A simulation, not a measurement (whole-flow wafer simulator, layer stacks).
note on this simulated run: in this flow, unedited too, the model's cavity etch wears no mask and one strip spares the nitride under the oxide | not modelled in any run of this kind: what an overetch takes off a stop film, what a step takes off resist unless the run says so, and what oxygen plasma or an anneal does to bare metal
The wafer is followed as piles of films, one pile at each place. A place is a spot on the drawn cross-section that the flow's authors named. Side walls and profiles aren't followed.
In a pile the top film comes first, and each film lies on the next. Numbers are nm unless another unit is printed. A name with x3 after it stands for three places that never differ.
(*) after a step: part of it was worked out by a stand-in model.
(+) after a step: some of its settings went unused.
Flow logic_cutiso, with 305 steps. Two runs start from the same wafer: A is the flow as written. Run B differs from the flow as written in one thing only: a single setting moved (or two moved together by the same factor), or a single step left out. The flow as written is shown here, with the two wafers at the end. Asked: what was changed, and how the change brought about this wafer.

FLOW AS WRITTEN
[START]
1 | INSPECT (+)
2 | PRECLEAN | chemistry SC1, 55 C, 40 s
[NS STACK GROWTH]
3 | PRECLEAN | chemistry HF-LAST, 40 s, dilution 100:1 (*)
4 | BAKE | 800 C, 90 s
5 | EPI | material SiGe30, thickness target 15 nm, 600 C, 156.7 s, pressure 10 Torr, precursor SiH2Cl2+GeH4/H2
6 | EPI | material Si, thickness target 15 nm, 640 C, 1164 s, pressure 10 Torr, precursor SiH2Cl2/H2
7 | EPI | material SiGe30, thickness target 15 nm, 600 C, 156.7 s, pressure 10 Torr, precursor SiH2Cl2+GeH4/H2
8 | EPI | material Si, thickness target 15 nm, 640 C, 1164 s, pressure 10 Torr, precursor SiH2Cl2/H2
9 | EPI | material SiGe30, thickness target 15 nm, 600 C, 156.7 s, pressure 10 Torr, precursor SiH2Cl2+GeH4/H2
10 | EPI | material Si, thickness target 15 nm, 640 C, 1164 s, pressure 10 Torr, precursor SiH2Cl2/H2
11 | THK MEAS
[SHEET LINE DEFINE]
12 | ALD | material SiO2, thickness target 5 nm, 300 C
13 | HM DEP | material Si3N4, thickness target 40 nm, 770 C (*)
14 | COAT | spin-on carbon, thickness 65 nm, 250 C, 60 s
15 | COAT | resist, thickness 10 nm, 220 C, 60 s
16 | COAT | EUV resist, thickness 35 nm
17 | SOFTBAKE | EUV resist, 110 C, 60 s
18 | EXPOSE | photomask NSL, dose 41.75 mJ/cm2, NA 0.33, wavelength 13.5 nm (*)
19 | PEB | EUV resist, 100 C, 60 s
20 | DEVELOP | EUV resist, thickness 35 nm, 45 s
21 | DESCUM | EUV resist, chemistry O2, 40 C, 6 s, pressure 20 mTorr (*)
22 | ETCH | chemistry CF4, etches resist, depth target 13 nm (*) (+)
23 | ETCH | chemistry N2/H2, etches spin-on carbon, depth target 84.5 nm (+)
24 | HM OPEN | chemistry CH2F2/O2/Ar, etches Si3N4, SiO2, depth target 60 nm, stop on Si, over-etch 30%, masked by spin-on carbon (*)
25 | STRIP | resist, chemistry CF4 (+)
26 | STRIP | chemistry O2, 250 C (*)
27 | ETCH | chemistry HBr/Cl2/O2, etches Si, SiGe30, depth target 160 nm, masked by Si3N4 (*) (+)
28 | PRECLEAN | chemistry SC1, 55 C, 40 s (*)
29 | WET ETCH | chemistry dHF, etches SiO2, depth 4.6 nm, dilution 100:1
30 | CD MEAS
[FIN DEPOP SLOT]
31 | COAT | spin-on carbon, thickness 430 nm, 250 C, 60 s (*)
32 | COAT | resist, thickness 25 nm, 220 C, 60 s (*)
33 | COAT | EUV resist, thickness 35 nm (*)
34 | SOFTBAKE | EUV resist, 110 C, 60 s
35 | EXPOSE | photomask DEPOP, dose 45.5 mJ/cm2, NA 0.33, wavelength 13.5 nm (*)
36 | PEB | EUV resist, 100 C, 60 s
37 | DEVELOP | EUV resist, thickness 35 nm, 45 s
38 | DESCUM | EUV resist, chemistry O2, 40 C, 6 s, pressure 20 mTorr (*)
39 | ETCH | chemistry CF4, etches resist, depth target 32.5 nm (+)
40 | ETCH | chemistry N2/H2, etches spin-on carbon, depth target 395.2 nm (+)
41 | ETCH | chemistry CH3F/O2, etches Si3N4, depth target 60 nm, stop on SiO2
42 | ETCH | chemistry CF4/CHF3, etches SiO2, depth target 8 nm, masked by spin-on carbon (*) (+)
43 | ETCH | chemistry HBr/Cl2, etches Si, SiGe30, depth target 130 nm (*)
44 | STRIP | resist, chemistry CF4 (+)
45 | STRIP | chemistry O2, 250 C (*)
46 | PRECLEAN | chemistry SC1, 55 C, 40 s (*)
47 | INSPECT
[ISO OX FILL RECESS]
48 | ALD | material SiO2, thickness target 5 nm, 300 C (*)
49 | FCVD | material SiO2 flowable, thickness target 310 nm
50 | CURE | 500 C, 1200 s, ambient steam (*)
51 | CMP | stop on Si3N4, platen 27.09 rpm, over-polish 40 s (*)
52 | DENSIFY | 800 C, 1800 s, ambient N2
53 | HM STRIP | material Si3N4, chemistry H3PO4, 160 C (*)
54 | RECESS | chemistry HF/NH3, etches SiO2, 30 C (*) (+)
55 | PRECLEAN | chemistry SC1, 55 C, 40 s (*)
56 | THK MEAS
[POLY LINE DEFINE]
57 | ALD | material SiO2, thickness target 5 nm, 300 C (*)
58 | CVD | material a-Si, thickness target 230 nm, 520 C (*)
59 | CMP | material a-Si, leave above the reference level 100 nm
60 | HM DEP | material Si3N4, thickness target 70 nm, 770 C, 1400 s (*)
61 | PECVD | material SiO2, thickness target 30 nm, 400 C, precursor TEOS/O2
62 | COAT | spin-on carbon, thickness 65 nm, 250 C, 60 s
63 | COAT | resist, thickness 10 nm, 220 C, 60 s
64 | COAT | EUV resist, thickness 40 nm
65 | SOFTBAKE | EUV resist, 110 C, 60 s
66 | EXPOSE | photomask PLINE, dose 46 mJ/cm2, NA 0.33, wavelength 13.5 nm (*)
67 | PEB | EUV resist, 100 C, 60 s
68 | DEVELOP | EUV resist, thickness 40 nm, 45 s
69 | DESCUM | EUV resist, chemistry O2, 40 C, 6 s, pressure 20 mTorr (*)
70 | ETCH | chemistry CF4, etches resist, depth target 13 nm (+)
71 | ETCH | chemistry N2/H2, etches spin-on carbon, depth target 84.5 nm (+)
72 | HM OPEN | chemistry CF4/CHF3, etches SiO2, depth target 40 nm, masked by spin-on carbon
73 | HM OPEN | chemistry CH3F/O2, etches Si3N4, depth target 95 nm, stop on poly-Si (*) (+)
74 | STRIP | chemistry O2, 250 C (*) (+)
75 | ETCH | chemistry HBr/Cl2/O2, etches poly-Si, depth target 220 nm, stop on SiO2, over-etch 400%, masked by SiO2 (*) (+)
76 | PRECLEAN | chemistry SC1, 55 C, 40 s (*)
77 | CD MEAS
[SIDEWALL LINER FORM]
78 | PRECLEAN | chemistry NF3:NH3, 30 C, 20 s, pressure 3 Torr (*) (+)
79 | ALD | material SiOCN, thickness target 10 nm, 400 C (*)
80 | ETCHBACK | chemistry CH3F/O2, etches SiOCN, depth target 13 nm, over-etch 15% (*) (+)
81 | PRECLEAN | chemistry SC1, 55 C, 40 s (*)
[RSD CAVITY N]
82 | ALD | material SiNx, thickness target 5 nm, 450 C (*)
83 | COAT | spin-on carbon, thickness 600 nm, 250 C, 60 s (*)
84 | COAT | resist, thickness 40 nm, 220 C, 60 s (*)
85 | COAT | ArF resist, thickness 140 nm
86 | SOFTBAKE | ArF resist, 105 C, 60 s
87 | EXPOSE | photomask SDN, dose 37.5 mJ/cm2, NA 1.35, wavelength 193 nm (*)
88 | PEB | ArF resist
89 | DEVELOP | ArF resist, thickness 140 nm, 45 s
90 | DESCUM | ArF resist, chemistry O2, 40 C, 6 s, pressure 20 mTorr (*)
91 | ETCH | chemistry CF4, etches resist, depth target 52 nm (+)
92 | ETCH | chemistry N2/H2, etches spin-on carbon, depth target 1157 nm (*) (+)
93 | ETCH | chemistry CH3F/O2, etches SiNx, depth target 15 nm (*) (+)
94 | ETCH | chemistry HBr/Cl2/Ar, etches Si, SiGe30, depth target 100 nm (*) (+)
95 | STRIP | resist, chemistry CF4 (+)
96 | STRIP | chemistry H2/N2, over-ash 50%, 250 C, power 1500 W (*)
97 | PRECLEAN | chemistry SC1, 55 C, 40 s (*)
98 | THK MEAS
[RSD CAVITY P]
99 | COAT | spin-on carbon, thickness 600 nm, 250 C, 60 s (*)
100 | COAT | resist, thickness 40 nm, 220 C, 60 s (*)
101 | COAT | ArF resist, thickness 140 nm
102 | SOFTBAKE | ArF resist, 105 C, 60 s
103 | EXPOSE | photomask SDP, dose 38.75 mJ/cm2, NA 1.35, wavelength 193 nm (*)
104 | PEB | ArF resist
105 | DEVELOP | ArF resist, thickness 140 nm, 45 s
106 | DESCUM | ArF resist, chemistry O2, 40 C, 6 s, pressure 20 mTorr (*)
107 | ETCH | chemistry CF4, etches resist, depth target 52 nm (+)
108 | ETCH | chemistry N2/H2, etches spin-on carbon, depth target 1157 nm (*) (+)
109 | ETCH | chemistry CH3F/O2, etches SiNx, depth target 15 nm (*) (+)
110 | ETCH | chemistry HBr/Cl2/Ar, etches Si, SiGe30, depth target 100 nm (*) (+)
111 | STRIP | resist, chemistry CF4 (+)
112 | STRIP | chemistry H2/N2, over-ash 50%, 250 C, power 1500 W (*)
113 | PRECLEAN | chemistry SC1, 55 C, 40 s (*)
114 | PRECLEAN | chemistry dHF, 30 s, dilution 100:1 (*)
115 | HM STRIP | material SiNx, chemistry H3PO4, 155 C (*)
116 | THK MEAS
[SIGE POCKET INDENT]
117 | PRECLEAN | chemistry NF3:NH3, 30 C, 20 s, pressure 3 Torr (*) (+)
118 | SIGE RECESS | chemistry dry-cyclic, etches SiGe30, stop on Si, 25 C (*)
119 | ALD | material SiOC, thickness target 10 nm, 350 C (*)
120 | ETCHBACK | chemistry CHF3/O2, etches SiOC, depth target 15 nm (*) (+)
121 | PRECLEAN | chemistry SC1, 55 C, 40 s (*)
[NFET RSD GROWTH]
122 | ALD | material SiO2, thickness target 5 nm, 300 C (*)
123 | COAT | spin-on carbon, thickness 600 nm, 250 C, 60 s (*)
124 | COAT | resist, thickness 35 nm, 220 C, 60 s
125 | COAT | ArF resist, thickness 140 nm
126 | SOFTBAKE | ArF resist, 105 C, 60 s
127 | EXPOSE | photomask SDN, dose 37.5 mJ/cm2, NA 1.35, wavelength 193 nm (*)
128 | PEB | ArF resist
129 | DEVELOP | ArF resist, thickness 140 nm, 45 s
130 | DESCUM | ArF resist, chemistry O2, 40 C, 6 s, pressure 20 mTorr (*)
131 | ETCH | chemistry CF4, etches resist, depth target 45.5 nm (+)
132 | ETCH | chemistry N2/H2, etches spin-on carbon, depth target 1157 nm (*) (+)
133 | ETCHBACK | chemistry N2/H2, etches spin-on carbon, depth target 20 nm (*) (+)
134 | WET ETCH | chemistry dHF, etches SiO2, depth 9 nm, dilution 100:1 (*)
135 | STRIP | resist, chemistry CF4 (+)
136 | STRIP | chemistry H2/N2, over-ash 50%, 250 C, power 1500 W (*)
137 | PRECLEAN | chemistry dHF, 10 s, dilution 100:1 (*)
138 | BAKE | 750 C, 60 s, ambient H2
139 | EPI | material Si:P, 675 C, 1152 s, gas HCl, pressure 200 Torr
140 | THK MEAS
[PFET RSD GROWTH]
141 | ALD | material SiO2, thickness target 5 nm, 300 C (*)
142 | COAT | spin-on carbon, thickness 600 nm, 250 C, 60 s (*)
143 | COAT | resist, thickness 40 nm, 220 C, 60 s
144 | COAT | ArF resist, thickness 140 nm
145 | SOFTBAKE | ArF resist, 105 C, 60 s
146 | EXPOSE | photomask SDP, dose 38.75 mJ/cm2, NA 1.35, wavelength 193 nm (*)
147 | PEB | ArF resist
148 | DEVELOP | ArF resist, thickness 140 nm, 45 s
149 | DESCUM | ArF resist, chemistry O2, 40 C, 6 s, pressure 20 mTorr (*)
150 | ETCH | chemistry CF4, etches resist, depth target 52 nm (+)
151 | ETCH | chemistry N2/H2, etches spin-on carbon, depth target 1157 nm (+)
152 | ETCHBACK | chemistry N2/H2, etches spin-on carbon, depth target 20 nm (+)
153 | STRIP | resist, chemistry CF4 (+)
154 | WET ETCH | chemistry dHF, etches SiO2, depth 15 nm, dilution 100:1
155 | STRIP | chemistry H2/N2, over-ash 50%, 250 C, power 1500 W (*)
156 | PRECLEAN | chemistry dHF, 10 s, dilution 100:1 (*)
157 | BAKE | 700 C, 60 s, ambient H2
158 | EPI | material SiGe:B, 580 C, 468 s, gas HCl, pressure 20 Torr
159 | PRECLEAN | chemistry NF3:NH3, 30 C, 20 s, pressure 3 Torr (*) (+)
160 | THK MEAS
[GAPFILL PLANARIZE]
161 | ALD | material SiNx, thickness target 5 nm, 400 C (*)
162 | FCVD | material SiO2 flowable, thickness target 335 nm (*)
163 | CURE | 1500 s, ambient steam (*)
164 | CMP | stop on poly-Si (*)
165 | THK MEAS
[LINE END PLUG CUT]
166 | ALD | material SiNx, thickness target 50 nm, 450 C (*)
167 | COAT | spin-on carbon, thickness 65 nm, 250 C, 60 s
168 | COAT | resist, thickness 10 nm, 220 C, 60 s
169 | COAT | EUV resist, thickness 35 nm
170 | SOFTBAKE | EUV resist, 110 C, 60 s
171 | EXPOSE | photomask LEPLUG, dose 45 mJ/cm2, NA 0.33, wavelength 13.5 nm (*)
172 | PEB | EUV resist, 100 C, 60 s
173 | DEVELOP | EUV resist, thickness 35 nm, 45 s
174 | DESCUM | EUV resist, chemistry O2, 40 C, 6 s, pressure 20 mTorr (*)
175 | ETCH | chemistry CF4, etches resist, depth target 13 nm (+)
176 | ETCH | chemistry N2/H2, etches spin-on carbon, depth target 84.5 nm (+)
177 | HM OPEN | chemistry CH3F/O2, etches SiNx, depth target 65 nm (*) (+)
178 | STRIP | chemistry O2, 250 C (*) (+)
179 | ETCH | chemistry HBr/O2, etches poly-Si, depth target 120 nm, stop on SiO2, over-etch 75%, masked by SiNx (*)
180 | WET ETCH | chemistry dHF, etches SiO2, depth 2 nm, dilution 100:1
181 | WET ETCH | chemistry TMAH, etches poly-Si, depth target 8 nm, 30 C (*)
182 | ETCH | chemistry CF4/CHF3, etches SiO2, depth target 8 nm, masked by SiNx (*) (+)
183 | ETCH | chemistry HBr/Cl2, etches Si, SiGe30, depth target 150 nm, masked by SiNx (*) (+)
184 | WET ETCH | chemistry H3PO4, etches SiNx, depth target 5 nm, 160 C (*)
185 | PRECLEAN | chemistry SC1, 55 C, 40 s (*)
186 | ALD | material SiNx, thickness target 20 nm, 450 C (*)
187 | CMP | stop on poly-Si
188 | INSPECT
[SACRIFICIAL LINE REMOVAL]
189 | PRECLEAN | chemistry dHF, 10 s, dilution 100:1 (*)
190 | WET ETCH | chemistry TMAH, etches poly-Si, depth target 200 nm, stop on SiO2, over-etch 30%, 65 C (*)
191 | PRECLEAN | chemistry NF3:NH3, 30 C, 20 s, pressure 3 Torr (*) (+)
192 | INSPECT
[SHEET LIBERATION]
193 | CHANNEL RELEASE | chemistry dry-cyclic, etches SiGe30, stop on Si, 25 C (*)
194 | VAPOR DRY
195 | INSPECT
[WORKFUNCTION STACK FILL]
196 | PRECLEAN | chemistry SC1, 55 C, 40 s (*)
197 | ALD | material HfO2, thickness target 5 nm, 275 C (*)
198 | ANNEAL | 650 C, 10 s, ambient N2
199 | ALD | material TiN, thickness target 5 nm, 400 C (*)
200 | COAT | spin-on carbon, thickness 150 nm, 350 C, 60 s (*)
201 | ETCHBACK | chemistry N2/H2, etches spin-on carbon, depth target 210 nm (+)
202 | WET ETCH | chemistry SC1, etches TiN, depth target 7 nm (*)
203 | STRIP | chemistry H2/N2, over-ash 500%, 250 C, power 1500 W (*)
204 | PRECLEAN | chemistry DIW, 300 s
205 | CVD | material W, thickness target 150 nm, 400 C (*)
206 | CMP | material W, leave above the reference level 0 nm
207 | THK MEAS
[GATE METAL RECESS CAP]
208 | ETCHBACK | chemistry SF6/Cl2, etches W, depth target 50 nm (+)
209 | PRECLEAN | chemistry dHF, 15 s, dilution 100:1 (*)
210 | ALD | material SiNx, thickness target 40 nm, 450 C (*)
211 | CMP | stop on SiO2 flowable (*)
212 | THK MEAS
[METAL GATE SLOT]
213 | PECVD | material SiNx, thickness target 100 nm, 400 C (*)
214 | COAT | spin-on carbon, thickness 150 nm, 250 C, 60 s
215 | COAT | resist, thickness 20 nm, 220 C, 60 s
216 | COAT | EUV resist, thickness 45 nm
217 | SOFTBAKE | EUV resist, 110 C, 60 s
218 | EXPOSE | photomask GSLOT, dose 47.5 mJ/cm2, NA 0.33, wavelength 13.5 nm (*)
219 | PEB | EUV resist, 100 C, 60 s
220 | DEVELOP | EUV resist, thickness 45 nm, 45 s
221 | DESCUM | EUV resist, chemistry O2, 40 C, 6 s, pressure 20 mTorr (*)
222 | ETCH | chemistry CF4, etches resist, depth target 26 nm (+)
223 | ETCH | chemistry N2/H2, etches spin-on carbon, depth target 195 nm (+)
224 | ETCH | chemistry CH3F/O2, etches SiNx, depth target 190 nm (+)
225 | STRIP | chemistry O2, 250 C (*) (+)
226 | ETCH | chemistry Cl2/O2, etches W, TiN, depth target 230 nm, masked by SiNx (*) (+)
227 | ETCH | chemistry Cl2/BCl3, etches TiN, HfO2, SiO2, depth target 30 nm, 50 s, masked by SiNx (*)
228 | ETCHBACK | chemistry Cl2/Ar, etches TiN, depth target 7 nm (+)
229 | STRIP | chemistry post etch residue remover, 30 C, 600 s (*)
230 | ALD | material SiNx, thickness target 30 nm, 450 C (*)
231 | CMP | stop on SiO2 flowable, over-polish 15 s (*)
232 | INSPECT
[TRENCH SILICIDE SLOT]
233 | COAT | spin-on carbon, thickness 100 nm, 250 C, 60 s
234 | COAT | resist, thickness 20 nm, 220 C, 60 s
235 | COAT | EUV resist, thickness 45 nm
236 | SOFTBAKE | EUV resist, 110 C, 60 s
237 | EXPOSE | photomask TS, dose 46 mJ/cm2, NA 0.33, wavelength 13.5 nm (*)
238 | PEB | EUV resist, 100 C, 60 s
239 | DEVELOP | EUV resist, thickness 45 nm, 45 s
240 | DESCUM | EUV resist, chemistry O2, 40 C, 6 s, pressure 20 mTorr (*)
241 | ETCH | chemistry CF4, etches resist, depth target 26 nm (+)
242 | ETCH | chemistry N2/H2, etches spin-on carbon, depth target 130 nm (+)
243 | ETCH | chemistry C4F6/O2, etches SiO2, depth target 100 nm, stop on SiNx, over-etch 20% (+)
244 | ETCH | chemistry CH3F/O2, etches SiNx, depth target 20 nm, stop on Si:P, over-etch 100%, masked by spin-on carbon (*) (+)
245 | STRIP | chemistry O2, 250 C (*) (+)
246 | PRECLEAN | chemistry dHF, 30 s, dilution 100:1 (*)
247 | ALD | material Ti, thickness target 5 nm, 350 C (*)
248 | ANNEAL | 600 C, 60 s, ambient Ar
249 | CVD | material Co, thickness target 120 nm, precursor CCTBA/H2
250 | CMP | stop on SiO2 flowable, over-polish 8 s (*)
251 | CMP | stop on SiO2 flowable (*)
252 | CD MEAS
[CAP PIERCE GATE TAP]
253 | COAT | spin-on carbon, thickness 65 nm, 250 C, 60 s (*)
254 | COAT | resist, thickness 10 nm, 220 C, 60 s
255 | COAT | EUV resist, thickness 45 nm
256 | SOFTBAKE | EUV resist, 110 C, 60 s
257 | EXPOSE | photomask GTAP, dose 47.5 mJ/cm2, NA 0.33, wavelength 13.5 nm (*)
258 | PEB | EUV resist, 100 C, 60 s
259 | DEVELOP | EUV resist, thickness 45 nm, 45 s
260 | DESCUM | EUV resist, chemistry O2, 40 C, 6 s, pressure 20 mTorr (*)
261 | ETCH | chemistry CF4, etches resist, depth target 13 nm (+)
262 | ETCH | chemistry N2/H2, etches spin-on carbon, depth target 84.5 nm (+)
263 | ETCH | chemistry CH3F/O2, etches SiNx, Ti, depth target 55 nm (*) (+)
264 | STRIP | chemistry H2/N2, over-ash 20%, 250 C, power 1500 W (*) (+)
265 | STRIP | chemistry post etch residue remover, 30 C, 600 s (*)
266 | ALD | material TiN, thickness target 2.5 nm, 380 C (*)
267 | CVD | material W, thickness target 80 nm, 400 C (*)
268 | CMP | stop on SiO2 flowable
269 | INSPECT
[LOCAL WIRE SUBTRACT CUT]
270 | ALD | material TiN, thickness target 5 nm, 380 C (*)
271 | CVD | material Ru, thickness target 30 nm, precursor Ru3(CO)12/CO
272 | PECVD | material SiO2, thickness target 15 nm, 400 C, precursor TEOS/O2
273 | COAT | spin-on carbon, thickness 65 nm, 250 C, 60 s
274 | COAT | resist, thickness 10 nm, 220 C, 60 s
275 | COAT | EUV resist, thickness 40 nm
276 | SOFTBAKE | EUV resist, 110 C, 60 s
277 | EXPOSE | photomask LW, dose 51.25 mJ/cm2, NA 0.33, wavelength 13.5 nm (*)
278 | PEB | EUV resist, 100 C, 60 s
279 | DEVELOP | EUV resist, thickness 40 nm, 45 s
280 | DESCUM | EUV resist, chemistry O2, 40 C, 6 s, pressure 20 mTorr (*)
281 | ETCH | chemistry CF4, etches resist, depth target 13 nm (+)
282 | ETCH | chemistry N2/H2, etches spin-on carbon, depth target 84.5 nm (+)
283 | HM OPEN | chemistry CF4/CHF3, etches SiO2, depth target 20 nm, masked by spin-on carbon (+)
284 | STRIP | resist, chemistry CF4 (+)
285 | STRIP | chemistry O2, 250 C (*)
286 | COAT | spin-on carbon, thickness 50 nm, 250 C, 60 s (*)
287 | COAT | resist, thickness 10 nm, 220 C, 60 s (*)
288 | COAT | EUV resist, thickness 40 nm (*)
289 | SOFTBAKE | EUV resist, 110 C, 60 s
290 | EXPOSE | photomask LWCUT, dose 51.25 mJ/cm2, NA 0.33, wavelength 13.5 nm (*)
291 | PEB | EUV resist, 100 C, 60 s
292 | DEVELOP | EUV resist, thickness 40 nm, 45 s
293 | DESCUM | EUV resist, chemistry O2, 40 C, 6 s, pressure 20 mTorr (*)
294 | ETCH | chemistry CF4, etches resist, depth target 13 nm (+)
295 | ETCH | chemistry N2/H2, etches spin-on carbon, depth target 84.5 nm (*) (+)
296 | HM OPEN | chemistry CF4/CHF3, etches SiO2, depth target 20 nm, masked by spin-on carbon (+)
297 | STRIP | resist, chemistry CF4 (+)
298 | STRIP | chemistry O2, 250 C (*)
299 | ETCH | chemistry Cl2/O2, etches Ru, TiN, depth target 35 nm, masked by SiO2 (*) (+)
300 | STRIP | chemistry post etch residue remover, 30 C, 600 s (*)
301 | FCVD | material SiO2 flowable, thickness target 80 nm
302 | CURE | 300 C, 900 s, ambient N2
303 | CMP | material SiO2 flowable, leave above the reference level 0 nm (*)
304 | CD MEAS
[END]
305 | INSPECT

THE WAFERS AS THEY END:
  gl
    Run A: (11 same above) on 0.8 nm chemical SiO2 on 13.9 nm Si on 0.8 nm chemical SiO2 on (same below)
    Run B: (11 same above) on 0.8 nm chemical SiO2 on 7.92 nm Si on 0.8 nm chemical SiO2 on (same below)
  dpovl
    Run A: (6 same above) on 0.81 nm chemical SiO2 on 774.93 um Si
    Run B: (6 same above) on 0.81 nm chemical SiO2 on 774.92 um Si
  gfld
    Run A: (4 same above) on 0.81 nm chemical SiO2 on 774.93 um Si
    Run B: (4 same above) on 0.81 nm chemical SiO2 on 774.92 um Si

What caused this: step 8, EPI: thickness target 9 nm was run, while the flow as written has thickness target 15 nm; step 8, EPI: 698.6 s was run, where the flow has 1164 s.

Step by step, how the change led to this:
  8 | EPI | material Si, thickness target 15 nm, 640 C, 1164 s, pressure 10 Torr, precursor SiH2Cl2/H2
      depop, dpovl, gfld and 19 more: A Si gains 15 (new film) | B Si gains 9 (new film)
  27 | ETCH | chemistry HBr/Cl2/O2, etches Si, SiGe30, depth target 160 nm, masked by Si3N4 (*) (+)
      gfld, gxf, iso, lnri: A chemical SiO2 loses 0.79 (all of it), Si loses 11.4 (all of it), SiGe30 loses 15 (all of it), Si loses 15 (all of it), SiGe30 loses 15 (all of it), Si loses 15 (all of it), SiGe30 loses 15 (all of it), Si loses 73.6 | B chemical SiO2 loses 0.79 (all of it), Si loses 11.4 (all of it), SiGe30 loses 15 (all of it), Si loses 9 (all of it), SiGe30 loses 15 (all of it), Si loses 15 (all of it), SiGe30 loses 15 (all of it), Si loses 79.6
      dpovl, nsgap: A chemical SiO2 loses 0.79 (all of it), Si loses 11.8 (all of it), SiGe30 loses 15 (all of it), Si loses 15 (all of it), SiGe30 loses 15 (all of it), Si loses 15 (all of it), SiGe30 loses 15 (all of it), Si loses 73.2 | B chemical SiO2 loses 0.79 (all of it), Si loses 11.8 (all of it), SiGe30 loses 15 (all of it), Si loses 9 (all of it), SiGe30 loses 15 (all of it), Si loses 15 (all of it), SiGe30 loses 15 (all of it), Si loses 79.2
      (as well as at 1 more place)
  43 | ETCH | chemistry HBr/Cl2, etches Si, SiGe30, depth target 130 nm (*)
      depop: A Si loses 14 (all of it), SiGe30 loses 15 (all of it), Si loses 15 (all of it), SiGe30 loses 15 (all of it), Si loses 15 (all of it), SiGe30 loses 15 (all of it), Si loses 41 | B Si loses 14 (all of it), SiGe30 loses 15 (all of it), Si loses 9 (all of it), SiGe30 loses 15 (all of it), Si loses 15 (all of it), SiGe30 loses 15 (all of it), Si loses 47
  94 | ETCH | chemistry HBr/Cl2/Ar, etches Si, SiGe30, depth target 100 nm (*) (+)
      rsdn, rsdx: A chemical SiO2 loses 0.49 (all of it), Si loses 12.8 (all of it), SiGe30 loses 15 (all of it), Si loses 15 (all of it), SiGe30 loses 15 (all of it), Si loses 15 (all of it), SiGe30 loses 15 (all of it), Si loses 12.2 | B chemical SiO2 loses 0.49 (all of it), Si loses 12.8 (all of it), SiGe30 loses 15 (all of it), Si loses 9 (all of it), SiGe30 loses 15 (all of it), Si loses 15 (all of it), SiGe30 loses 15 (all of it), Si loses 18.2
  110 | ETCH | chemistry HBr/Cl2/Ar, etches Si, SiGe30, depth target 100 nm (*) (+)
      rsdp, rsdw: A chemical SiO2 loses 0.49 (all of it), Si loses 12.8 (all of it), SiGe30 loses 15 (all of it), Si loses 15 (all of it), SiGe30 loses 15 (all of it), Si loses 15 (all of it), SiGe30 loses 15 (all of it), Si loses 12.2 | B chemical SiO2 loses 0.49 (all of it), Si loses 12.8 (all of it), SiGe30 loses 15 (all of it), Si loses 9 (all of it), SiGe30 loses 15 (all of it), Si loses 15 (all of it), SiGe30 loses 15 (all of it), Si loses 18.2
  183 | ETCH | chemistry HBr/Cl2, etches Si, SiGe30, depth target 150 nm, masked by SiNx (*) (+)
      plug: A Si loses 13.6 (all of it), SiGe30 loses 15 (all of it), Si loses 15 (all of it), SiGe30 loses 15 (all of it), Si loses 15 (all of it), SiGe30 loses 15 (all of it), Si loses 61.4 | B Si loses 13.6 (all of it), SiGe30 loses 15 (all of it), Si loses 9 (all of it), SiGe30 loses 15 (all of it), Si loses 15 (all of it), SiGe30 loses 15 (all of it), Si loses 67.4
